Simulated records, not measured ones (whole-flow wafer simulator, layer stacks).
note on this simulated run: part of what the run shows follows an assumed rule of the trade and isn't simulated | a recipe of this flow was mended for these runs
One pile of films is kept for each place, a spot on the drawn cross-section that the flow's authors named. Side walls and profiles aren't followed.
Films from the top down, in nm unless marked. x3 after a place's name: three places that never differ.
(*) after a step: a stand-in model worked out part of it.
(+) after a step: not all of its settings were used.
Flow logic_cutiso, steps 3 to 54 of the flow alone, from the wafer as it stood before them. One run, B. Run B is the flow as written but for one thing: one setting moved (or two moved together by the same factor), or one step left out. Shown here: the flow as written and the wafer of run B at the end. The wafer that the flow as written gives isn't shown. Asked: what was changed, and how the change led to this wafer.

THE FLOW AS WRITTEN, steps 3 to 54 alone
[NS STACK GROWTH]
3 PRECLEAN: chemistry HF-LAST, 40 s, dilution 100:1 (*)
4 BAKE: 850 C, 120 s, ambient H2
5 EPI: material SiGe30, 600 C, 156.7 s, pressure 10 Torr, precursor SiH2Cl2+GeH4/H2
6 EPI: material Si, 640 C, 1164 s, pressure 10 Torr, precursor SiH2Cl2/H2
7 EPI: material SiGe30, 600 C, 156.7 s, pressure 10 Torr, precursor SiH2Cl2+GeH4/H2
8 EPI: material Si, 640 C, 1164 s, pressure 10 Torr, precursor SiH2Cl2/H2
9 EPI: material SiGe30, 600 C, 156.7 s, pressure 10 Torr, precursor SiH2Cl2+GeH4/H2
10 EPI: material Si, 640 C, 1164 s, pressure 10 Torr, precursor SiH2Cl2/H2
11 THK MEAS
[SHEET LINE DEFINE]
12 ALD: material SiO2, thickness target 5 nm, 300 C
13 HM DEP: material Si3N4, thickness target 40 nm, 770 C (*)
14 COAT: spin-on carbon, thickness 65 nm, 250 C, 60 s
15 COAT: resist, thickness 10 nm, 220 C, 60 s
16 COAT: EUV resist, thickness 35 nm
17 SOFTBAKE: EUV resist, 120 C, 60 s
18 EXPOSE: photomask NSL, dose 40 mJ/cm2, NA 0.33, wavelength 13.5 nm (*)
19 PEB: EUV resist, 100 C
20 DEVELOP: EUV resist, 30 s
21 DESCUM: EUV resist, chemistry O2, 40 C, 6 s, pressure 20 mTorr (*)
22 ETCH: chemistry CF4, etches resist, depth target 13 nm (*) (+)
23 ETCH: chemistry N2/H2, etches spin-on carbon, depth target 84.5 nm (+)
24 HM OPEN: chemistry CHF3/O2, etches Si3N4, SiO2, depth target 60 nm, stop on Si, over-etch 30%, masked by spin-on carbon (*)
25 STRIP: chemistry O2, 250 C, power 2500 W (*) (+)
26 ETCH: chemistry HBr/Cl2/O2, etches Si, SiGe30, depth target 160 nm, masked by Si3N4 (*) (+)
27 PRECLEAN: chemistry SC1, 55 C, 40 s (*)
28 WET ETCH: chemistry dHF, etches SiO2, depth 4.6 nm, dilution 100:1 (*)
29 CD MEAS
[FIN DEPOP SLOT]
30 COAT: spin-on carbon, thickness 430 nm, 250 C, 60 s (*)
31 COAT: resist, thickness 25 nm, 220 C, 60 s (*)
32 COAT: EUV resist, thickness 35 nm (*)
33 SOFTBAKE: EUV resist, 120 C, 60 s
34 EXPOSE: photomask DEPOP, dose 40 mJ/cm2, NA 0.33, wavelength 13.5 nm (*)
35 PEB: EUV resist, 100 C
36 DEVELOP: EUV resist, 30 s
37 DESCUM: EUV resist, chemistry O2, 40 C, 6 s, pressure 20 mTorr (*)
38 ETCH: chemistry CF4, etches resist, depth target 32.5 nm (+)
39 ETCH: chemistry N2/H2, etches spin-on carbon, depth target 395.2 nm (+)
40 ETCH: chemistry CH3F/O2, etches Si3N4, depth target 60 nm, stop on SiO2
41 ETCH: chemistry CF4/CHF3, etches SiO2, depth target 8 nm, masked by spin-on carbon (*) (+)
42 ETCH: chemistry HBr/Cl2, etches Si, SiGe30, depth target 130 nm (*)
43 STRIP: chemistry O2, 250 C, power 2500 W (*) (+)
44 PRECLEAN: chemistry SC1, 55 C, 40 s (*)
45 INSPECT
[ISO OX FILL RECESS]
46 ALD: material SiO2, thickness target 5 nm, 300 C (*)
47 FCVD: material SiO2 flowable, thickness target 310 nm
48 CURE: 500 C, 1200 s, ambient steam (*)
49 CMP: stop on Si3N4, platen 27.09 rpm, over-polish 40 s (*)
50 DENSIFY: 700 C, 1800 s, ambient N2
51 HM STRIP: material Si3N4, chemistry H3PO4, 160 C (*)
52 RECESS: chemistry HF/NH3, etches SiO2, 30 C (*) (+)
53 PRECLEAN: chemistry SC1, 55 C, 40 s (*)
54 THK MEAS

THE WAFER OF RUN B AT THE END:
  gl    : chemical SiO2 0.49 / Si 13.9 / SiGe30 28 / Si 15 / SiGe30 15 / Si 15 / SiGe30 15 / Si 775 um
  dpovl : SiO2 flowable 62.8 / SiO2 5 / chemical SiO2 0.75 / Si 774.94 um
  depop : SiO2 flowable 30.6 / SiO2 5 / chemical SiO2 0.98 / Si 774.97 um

The cause: step 9, EPI: 635 C was run, where the flow has 600 C.

How the change led to this, step by step:
  9 EPI: material SiGe30, 600 C, 156.7 s, pressure 10 Torr, precursor SiH2Cl2+GeH4/H2
      depop, dpovl, gfld and 19 more: SiGe30 +28 (new film) (as written it would be: SiGe30 +15 (new film))
  26 ETCH: chemistry HBr/Cl2/O2, etches Si, SiGe30, depth target 160 nm, masked by Si3N4 (*) (+)
      dpovl, gfld, gxf, iso, isow, lnri, nsgap: chemical SiO2 -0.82 (all of it), Si -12 (all of it), SiGe30 -28 (all of it), Si -15 (all of it), SiGe30 -15 (all of it), Si -15 (all of it), SiGe30 -15 (all of it), Si -60 (as written it would be: chemical SiO2 -0.82 (all of it), Si -12 (all of it), SiGe30 -15 (all of it), Si -15 (all of it), SiGe30 -15 (all of it), Si -15 (all of it), SiGe30 -15 (all of it), Si -73)
  42 ETCH: chemistry HBr/Cl2, etches Si, SiGe30, depth target 130 nm (*)
      depop: Si -13.8 (all of it), SiGe30 -28 (all of it), Si -15 (all of it), SiGe30 -15 (all of it), Si -15 (all of it), SiGe30 -15 (all of it), Si -28.2 (as written it would be: Si -13.8 (all of it), SiGe30 -15 (all of it), Si -15 (all of it), SiGe30 -15 (all of it), Si -15 (all of it), SiGe30 -15 (all of it), Si -41.2)
